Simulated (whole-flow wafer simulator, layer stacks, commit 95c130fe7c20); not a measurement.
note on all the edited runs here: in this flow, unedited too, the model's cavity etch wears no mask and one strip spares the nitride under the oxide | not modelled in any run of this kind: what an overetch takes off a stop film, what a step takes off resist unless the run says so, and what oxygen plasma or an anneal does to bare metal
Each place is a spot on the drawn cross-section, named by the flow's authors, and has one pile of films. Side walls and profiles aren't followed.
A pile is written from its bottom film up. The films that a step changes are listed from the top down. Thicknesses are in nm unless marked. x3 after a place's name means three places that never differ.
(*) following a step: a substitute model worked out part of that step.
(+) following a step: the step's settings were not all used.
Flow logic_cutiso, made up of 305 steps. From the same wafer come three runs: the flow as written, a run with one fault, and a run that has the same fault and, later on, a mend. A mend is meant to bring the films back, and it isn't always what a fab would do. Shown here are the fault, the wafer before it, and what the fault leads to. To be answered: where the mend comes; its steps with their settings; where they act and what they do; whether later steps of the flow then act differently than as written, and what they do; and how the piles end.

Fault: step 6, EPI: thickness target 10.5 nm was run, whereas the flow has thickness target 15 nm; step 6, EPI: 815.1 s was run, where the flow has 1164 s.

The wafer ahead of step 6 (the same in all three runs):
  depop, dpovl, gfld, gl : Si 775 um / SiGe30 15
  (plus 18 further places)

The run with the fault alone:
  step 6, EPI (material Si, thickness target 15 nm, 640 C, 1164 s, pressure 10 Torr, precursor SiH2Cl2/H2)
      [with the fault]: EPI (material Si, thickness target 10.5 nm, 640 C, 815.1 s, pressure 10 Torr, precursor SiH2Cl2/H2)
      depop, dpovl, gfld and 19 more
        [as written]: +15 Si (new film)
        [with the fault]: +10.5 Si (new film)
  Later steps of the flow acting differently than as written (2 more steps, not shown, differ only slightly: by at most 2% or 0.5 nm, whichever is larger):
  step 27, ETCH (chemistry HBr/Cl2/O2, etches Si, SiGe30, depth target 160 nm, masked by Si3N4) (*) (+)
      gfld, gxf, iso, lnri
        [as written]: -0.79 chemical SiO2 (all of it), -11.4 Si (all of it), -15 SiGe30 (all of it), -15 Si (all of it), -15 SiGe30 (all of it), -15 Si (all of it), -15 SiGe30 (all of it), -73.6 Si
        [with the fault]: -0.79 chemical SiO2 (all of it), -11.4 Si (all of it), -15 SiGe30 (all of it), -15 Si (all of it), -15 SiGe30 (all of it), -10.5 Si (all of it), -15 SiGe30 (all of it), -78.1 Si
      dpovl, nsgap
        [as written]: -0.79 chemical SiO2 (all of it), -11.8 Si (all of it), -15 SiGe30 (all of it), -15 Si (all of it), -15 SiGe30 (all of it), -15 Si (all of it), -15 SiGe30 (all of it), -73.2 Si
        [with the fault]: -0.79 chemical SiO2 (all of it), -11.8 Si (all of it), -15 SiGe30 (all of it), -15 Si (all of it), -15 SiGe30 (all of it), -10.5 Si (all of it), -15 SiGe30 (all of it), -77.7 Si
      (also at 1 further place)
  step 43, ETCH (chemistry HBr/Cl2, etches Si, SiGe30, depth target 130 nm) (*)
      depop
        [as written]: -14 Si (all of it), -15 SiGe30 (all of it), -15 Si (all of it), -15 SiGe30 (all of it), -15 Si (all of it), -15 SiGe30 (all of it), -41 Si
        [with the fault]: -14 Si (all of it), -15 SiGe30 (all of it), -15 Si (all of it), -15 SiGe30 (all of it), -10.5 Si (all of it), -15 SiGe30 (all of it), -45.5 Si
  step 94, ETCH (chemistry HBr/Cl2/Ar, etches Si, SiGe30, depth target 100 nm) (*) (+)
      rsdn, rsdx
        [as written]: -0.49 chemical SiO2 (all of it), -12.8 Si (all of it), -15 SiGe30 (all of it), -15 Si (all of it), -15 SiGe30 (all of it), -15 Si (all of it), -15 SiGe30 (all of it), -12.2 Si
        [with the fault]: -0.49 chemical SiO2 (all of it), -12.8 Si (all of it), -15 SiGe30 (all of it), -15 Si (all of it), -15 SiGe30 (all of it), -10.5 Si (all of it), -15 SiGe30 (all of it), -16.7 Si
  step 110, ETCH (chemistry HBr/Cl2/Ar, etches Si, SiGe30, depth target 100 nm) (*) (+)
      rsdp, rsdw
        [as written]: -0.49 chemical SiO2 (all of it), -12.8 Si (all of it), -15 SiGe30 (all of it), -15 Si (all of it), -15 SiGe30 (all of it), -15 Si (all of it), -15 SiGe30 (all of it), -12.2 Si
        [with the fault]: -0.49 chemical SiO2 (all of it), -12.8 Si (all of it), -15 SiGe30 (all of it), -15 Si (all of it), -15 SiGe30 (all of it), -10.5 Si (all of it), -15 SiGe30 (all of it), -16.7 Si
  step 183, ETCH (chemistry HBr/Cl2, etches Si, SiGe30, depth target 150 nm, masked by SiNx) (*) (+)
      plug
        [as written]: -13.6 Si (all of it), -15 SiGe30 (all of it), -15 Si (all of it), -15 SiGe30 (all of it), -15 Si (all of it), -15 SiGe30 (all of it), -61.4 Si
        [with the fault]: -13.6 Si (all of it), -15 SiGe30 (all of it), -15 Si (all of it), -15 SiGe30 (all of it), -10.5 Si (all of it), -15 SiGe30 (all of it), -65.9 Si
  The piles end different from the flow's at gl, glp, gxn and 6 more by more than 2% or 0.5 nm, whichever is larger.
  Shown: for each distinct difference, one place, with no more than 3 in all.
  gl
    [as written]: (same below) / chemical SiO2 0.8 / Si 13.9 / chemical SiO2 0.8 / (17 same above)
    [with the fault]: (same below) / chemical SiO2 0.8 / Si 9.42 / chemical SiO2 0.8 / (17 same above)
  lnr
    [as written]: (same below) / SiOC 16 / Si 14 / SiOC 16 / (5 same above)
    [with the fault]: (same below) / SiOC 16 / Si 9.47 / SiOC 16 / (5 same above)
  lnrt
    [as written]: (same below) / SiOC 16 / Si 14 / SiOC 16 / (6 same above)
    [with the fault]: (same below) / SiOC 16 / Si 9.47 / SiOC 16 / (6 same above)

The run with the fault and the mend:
  The mend stands after step 6.
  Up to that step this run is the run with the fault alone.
  step 6a, EPI (material Si, thickness target 4.5 nm, 640 C, 349.3 s, pressure 10 Torr, precursor SiH2Cl2/H2) (the flow's step 6 again, with other settings)
      depop, dpovl, gfld and 19 more
        +4.5 Si
  Later steps of the flow that are run all act as written at every place that is followed.
  At every place that both follow, the piles at the end match the flow's.
